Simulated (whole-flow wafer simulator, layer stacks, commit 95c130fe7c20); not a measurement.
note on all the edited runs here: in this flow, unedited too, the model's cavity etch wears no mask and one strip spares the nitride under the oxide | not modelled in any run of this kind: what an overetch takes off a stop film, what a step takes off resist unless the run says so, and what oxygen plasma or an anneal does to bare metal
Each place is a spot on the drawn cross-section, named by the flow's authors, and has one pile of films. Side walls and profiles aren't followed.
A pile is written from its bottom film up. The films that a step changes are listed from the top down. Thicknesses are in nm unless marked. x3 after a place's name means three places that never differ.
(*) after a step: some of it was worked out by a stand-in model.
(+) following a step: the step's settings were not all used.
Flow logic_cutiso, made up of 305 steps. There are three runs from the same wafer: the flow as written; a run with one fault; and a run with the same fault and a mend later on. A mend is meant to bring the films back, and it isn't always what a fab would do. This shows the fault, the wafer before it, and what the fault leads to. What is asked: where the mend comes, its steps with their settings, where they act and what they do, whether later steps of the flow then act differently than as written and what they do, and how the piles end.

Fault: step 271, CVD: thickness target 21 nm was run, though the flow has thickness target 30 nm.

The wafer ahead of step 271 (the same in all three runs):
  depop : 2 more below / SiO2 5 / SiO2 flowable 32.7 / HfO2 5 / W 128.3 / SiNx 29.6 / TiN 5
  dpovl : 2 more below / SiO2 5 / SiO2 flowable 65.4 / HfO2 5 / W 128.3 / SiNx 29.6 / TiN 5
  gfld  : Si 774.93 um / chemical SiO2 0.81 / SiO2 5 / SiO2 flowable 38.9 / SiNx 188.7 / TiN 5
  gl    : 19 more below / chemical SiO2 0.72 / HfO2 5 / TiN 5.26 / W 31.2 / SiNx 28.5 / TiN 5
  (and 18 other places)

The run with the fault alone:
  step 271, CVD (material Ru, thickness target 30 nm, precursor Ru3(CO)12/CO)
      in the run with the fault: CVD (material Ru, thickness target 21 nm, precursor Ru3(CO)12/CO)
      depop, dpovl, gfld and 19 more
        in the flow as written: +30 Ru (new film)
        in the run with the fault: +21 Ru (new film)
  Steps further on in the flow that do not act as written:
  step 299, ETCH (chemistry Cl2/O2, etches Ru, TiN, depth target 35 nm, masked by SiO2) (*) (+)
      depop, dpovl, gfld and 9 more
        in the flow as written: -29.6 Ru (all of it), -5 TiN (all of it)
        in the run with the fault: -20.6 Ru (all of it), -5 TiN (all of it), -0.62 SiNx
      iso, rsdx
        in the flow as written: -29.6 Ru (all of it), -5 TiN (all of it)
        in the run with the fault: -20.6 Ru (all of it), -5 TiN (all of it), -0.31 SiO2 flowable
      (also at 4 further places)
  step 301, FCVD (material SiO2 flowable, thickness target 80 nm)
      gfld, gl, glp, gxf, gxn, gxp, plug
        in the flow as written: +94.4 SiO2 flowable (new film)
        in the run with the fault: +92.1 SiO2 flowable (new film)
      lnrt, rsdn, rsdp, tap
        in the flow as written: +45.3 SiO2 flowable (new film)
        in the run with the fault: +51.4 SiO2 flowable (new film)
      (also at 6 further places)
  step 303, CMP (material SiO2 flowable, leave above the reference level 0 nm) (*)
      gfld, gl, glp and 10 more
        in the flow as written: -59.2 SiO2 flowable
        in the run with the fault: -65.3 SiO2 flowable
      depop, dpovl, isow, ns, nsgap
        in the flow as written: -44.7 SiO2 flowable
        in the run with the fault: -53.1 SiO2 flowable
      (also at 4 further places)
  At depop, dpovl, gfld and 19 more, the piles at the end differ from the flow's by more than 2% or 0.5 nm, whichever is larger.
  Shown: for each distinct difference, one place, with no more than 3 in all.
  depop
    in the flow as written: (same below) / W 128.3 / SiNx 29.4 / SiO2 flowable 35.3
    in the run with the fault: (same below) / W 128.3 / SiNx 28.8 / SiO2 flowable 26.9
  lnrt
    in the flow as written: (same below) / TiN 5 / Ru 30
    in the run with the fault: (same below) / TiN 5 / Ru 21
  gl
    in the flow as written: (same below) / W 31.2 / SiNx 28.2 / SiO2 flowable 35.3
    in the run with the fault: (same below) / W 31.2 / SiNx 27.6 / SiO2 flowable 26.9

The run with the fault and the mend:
  The mend stands after step 271.
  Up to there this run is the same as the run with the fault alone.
  step 271a, CVD (material Ru, thickness target 9 nm, precursor Ru3(CO)12/CO) (the flow's step 271, run once more with other settings)
      depop, dpovl, gfld and 19 more
        +9 Ru
  Every later step of the flow that is run acts as written at every place that is followed.
  The piles end the same as the flow's at every place that both follow.
